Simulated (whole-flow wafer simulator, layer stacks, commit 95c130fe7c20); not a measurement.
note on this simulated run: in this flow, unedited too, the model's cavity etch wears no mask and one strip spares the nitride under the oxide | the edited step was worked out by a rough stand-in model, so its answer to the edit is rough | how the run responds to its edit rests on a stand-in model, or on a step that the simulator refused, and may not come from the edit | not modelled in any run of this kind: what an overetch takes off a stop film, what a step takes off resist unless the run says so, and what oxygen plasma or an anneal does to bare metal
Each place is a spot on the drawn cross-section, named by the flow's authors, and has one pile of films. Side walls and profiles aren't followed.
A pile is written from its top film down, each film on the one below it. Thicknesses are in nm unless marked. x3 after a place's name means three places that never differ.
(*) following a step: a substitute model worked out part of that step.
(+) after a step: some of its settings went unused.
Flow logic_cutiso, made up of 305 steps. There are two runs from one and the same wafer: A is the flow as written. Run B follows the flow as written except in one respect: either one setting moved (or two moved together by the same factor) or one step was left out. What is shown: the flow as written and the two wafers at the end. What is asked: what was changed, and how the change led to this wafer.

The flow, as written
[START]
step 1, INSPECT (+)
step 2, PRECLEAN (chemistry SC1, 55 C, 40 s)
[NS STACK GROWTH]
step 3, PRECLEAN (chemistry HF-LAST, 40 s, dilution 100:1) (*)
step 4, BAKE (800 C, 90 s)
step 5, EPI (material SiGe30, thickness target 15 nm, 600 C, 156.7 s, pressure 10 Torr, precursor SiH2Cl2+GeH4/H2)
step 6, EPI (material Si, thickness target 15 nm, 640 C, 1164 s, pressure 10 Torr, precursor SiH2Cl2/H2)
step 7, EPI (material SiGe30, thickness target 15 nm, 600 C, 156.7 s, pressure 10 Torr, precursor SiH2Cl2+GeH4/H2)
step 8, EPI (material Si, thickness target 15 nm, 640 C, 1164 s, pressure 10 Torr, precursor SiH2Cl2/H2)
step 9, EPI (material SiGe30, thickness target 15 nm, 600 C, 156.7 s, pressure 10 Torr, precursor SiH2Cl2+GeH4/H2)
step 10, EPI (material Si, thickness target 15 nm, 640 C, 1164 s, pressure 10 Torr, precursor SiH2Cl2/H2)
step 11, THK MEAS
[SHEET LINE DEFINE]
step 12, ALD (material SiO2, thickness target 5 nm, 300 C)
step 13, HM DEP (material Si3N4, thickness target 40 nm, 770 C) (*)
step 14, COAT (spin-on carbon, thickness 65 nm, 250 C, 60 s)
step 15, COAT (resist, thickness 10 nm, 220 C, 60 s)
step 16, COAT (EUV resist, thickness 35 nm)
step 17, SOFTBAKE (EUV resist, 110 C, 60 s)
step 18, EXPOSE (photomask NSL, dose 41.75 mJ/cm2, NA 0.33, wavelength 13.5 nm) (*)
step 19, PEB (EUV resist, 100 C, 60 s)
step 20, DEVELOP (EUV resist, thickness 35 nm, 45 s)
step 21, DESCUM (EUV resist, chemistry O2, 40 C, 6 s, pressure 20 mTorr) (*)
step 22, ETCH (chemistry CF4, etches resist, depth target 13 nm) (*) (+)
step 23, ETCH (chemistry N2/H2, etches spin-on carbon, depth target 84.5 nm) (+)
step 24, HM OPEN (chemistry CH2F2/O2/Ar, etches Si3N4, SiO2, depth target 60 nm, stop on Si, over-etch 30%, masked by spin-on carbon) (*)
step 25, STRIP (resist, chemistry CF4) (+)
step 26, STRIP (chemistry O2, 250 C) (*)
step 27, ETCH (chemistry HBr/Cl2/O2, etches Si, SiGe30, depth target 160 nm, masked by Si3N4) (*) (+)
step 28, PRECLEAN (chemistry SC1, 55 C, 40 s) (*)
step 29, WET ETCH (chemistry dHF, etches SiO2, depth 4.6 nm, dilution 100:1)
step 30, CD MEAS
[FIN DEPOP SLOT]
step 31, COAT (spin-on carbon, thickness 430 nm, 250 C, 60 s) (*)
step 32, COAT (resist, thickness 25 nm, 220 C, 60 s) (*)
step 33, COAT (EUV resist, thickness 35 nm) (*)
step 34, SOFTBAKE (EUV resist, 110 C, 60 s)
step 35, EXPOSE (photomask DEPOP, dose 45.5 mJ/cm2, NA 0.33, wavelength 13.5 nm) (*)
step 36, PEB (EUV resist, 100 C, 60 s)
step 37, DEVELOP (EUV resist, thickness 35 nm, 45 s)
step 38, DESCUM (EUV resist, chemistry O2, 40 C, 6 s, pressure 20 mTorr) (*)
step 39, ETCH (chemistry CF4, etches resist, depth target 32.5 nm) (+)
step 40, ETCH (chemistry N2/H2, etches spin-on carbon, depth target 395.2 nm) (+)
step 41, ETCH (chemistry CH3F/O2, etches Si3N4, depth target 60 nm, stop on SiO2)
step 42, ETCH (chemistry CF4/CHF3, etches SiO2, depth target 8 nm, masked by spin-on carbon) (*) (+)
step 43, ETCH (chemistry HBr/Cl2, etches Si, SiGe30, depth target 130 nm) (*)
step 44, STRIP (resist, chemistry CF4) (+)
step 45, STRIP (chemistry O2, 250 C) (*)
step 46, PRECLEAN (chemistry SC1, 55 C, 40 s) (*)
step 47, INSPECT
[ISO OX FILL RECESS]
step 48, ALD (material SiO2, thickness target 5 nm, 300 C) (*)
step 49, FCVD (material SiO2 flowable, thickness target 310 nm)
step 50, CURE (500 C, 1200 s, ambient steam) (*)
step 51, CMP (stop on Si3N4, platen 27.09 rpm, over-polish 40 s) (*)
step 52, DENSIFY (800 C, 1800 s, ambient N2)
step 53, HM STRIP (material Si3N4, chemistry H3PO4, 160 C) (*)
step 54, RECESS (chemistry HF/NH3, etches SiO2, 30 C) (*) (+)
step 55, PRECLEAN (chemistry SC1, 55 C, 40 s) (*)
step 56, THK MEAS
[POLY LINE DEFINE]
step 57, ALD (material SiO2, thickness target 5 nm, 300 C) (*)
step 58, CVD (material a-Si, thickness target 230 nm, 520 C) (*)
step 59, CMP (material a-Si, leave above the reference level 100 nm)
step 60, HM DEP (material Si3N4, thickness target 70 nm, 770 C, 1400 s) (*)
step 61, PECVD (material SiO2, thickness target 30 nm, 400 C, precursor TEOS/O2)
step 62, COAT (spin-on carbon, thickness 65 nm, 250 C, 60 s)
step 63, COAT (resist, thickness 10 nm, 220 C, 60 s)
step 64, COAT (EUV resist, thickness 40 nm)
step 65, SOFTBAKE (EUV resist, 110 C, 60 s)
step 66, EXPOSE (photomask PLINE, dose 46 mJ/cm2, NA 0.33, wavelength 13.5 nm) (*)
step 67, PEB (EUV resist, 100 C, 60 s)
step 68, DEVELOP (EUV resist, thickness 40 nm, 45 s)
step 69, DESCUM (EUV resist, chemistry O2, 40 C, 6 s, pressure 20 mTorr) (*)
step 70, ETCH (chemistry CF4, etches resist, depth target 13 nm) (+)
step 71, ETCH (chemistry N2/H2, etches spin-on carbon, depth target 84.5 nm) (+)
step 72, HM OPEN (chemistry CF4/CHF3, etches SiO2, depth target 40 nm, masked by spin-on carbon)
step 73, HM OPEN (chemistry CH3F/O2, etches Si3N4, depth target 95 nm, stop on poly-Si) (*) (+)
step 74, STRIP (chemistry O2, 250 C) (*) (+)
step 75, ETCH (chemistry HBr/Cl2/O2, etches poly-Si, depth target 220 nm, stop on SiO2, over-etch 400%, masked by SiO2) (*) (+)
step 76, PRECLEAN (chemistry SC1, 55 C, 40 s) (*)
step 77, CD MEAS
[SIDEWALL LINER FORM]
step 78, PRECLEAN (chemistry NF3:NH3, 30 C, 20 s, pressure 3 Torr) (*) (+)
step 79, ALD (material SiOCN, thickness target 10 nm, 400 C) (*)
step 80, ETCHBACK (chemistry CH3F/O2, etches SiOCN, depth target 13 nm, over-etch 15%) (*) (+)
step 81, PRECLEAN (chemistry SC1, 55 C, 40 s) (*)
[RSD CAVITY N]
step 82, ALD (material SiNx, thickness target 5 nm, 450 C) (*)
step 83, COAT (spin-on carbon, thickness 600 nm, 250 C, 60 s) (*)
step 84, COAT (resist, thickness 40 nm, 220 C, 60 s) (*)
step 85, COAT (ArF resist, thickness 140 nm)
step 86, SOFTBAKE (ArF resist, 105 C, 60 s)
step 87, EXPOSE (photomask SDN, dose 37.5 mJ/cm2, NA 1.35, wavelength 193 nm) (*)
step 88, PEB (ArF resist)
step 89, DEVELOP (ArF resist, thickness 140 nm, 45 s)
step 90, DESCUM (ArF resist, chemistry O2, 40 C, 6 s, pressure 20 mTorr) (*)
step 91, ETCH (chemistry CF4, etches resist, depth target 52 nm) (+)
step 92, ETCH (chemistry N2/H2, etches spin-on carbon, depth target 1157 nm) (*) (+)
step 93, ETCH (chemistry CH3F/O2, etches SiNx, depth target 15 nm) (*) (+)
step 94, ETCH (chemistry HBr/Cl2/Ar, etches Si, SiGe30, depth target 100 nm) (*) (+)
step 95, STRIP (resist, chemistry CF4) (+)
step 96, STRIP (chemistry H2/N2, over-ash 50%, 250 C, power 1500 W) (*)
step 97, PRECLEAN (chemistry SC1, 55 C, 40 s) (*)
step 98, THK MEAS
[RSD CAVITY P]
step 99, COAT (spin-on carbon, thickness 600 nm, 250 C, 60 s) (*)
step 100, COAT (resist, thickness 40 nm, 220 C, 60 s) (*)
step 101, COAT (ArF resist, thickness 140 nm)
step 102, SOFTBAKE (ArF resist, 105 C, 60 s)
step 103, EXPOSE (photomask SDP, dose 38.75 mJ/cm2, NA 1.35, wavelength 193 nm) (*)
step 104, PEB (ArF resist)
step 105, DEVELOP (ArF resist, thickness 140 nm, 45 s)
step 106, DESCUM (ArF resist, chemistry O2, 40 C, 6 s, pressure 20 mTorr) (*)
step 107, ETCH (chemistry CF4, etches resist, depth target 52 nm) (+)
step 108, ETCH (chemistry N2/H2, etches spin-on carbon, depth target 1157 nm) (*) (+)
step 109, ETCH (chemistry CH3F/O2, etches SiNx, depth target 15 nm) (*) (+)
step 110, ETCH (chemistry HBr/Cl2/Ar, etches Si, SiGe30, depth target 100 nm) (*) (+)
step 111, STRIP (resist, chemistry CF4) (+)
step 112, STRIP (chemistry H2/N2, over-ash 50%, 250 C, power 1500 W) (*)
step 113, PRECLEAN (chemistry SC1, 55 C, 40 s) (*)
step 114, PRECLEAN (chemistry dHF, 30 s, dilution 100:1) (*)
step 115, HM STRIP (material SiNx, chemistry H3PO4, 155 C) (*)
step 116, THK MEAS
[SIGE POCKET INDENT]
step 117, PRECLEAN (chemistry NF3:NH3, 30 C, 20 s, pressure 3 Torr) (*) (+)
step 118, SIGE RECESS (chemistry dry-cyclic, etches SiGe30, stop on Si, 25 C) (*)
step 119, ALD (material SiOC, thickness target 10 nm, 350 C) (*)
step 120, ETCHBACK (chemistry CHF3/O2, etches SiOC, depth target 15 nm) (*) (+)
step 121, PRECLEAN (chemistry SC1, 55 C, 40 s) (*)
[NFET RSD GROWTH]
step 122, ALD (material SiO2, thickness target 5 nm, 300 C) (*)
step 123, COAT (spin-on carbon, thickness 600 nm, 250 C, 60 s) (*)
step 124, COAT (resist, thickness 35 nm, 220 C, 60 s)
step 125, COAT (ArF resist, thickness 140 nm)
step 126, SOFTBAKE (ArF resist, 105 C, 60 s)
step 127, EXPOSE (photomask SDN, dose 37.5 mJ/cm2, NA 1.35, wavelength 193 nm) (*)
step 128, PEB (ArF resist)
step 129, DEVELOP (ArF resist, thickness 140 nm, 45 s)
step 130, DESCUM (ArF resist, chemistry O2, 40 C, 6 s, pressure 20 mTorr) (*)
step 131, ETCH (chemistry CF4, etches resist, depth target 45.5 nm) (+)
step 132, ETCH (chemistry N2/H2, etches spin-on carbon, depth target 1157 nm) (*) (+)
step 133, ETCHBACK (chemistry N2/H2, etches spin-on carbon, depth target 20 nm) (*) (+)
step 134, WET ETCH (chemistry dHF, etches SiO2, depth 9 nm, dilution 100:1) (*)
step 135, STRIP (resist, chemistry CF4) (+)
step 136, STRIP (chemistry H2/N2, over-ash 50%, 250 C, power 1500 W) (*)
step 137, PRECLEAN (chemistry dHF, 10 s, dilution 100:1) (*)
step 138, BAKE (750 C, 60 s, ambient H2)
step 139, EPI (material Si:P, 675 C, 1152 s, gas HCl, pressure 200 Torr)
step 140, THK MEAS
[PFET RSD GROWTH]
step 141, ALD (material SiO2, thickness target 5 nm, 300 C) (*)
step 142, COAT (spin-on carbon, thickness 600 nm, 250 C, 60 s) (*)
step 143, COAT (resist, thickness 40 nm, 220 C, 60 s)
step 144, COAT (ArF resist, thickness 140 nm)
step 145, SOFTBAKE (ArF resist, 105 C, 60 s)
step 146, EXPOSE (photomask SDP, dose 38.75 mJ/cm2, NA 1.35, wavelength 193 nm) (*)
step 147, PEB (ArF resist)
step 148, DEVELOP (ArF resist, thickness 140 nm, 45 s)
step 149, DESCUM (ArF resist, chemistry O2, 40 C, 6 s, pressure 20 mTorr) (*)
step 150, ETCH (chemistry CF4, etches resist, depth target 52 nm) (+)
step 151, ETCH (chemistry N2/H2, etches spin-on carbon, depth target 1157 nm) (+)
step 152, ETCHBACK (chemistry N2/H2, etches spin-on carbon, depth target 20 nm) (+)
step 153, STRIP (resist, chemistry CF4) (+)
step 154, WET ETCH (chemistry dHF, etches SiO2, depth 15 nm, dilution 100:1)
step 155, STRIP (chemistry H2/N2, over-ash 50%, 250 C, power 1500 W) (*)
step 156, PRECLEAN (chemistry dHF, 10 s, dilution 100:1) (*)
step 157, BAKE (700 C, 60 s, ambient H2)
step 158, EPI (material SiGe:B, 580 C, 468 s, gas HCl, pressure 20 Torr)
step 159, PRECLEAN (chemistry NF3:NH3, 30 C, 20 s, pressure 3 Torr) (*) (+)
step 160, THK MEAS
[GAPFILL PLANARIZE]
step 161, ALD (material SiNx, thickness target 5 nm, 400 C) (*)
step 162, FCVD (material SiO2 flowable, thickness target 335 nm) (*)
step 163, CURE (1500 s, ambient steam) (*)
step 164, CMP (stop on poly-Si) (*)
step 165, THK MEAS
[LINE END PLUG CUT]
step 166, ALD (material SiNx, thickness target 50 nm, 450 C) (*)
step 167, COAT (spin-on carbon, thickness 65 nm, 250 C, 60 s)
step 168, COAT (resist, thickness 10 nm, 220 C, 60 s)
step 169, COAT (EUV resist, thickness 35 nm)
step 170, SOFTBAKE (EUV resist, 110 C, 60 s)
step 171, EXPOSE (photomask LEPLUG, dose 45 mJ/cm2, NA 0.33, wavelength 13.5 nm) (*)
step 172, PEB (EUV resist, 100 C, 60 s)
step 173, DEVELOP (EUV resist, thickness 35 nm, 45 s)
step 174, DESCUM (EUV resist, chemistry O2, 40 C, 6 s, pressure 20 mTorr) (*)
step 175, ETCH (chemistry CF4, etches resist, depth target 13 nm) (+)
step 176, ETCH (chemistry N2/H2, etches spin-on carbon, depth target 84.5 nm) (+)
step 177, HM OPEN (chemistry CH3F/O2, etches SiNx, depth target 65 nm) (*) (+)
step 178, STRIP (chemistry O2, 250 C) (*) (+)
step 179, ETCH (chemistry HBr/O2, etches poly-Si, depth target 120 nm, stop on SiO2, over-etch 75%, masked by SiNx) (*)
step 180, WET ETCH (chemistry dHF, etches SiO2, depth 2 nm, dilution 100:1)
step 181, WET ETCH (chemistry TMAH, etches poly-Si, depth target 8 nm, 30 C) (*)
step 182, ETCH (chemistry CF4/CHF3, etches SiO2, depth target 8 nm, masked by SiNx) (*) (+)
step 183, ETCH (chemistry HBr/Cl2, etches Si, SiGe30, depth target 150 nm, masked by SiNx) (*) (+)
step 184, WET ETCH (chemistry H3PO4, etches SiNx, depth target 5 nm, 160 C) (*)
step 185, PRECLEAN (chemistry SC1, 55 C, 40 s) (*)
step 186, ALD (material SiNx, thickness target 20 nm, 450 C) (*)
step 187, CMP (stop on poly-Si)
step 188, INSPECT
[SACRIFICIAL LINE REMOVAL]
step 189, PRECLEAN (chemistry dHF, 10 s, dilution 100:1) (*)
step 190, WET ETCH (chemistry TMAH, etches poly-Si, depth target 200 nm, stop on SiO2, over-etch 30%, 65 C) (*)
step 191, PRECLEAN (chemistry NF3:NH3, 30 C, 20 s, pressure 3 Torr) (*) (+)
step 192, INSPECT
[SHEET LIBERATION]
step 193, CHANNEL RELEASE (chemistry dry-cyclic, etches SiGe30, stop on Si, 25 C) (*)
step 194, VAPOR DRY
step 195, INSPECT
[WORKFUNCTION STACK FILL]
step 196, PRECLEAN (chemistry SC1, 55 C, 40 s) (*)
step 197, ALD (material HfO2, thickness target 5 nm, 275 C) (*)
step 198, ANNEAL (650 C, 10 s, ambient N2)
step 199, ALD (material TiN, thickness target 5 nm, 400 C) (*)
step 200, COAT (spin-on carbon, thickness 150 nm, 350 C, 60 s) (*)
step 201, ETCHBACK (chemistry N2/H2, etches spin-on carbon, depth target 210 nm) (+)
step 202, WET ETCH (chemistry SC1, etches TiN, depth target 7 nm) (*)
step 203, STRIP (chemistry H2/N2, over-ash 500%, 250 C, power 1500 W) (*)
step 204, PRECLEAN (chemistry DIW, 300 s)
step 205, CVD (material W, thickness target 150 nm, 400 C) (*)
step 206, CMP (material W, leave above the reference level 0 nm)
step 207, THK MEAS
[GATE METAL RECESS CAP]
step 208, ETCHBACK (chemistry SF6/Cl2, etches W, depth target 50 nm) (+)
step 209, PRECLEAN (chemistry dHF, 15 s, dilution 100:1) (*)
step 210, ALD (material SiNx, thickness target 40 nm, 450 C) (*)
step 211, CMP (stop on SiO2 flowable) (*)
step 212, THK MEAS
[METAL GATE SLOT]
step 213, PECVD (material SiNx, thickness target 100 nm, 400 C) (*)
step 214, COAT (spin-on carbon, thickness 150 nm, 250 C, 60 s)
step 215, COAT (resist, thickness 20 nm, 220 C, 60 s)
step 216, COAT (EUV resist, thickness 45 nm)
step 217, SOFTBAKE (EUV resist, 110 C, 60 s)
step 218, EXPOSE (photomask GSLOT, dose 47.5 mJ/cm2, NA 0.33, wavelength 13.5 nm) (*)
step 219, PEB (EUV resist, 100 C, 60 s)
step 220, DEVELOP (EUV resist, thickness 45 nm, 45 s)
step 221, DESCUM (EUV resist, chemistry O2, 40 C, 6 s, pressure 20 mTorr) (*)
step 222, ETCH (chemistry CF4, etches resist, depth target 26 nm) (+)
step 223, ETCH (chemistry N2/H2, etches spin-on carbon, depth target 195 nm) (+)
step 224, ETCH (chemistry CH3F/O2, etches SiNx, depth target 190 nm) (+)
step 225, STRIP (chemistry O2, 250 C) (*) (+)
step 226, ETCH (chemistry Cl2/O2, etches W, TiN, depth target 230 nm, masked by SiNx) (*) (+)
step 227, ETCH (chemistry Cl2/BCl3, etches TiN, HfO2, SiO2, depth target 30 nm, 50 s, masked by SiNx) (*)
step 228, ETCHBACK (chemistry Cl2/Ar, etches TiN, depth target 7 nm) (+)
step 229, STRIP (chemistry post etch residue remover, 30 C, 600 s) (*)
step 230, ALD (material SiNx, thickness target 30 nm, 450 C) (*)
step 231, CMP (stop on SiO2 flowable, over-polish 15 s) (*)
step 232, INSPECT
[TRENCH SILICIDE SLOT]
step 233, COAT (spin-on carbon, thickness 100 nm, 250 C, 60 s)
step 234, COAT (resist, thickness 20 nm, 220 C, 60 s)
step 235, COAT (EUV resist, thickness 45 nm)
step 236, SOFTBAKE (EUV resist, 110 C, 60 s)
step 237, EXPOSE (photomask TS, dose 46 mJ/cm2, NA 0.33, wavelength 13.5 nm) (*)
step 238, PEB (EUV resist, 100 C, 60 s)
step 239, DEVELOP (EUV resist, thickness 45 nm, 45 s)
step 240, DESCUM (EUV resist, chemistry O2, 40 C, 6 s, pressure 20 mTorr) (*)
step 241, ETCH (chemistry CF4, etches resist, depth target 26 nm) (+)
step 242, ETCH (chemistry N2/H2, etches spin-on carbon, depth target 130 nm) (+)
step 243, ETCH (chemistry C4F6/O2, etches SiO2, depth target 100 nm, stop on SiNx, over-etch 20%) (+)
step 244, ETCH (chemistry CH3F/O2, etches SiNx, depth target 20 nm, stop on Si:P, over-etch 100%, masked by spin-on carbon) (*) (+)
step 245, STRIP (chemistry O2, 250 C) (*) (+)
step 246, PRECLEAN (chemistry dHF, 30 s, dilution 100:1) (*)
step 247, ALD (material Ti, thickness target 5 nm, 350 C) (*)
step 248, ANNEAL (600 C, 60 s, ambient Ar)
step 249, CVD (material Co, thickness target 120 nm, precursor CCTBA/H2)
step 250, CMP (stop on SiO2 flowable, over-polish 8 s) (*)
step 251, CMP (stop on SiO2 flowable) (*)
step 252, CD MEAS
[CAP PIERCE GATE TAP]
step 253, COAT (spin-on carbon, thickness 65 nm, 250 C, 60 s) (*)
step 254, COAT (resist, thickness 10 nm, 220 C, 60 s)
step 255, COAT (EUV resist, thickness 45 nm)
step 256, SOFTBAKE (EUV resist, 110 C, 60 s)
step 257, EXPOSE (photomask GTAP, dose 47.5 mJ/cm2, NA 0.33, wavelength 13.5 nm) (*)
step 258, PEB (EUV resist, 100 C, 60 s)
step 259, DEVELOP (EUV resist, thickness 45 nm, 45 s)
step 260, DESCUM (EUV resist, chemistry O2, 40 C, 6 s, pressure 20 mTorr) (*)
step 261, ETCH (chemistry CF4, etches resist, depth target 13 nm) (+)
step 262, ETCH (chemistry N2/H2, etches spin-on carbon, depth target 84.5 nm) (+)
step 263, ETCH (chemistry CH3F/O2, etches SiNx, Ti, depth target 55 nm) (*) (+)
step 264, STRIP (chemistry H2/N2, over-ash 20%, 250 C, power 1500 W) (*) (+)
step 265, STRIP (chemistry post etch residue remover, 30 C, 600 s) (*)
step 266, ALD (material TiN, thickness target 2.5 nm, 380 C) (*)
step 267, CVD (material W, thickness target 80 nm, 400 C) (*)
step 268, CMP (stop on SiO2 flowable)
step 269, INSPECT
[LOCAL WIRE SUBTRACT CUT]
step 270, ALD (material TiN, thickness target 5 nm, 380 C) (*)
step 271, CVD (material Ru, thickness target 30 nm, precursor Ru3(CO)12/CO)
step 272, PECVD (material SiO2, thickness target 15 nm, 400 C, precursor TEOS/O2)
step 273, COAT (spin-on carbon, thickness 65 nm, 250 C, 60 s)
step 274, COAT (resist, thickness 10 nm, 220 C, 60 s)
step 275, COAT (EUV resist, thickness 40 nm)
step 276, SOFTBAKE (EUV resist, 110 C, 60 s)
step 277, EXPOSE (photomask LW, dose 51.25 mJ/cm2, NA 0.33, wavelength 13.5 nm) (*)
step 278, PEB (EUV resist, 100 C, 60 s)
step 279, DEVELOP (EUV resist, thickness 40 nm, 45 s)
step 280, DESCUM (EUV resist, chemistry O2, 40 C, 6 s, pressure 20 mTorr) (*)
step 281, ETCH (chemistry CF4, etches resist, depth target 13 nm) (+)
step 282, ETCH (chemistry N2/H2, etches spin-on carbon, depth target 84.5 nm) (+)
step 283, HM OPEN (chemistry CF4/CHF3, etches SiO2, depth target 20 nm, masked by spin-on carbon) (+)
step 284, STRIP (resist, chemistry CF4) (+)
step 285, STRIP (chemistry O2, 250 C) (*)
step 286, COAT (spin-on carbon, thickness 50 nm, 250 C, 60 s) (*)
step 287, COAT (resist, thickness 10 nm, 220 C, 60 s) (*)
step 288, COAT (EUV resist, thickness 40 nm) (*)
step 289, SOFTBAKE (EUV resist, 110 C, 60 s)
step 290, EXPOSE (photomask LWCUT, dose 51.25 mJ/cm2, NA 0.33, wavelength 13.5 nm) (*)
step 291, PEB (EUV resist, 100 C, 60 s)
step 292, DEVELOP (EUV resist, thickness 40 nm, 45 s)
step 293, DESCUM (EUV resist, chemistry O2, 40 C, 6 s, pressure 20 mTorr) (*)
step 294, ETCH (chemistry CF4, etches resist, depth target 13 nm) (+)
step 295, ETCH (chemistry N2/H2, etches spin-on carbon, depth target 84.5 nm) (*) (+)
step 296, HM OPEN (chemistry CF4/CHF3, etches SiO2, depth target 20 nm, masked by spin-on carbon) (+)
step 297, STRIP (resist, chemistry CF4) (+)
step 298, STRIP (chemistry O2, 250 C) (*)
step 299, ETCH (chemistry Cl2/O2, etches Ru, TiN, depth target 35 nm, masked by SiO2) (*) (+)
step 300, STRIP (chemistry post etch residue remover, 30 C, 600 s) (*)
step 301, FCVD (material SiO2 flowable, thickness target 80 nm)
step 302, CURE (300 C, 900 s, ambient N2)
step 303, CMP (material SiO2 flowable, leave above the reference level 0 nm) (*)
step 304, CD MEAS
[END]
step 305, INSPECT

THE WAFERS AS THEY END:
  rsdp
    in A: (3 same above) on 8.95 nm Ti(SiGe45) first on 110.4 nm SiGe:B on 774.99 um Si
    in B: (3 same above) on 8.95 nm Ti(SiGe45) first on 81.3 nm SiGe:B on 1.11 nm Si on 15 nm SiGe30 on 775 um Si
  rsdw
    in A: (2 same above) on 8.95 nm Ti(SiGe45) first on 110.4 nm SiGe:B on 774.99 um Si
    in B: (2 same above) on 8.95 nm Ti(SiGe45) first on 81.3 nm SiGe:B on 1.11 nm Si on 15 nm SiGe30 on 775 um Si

The reason: step 110, ETCH: depth target 70 nm was run, whereas the flow has depth target 100 nm.

Step by step, how the change led to this:
  step 110, ETCH (chemistry HBr/Cl2/Ar, etches Si, SiGe30, depth target 100 nm) (*) (+)
      rsdp, rsdw: A chemical SiO2 loses 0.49 (all of it), Si loses 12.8 (all of it), SiGe30 loses 15 (all of it), Si loses 15 (all of it), SiGe30 loses 15 (all of it), Si loses 15 (all of it), SiGe30 loses 15 (all of it), Si loses 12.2 | B chemical SiO2 loses 0.49 (all of it), Si loses 12.8 (all of it), SiGe30 loses 15 (all of it), Si loses 15 (all of it), SiGe30 loses 15 (all of it), Si loses 12.2
  step 120, ETCHBACK (chemistry CHF3/O2, etches SiOC, depth target 15 nm) (*) (+)
      rsdp, rsdw: A SiOC loses 10 (all of it) | B SiOC loses 10 (all of it), Si loses 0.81
  step 123, COAT (spin-on carbon, thickness 600 nm, 250 C, 60 s) (*)
      rsdp, rsdw: A spin-on carbon gains 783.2 (new film) | B spin-on carbon gains 758 (new film)
  step 136, STRIP (chemistry H2/N2, over-ash 50%, 250 C, power 1500 W) (*)
      rsdp, rsdw: A spin-on carbon loses 783.2 (all of it) | B spin-on carbon loses 758 (all of it)
  step 142, COAT (spin-on carbon, thickness 600 nm, 250 C, 60 s) (*)
      rsdp: A spin-on carbon gains 806.8 (new film) | B spin-on carbon gains 780.6 (new film)
      rsdw: A spin-on carbon gains 806.7 (new film) | B spin-on carbon gains 780.6 (new film)
  step 151, ETCH (chemistry N2/H2, etches spin-on carbon, depth target 1157 nm) (+)
      rsdp, rsdw: A spin-on carbon loses 800.8 (all of it) | B spin-on carbon loses 774.6 (all of it), SiO2 loses 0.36
  step 154, WET ETCH (chemistry dHF, etches SiO2, depth 15 nm, dilution 100:1)
      rsdp: A SiO2 loses 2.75 (all of it), chemical SiO2 loses 0.49 (all of it) | B SiO2 loses 2.07 (all of it), chemical SiO2 loses 0.49 (all of it)
      rsdw: A SiO2 loses 2.25 (all of it), chemical SiO2 loses 0.49 (all of it) | B SiO2 loses 1.51 (all of it), chemical SiO2 loses 0.49 (all of it)
  step 158, EPI (material SiGe:B, 580 C, 468 s, gas HCl, pressure 20 Torr)
      rsdp, rsdw: A SiGe:B gains 116.8 (new film) | B SiGe:B gains 87.8 (new film)
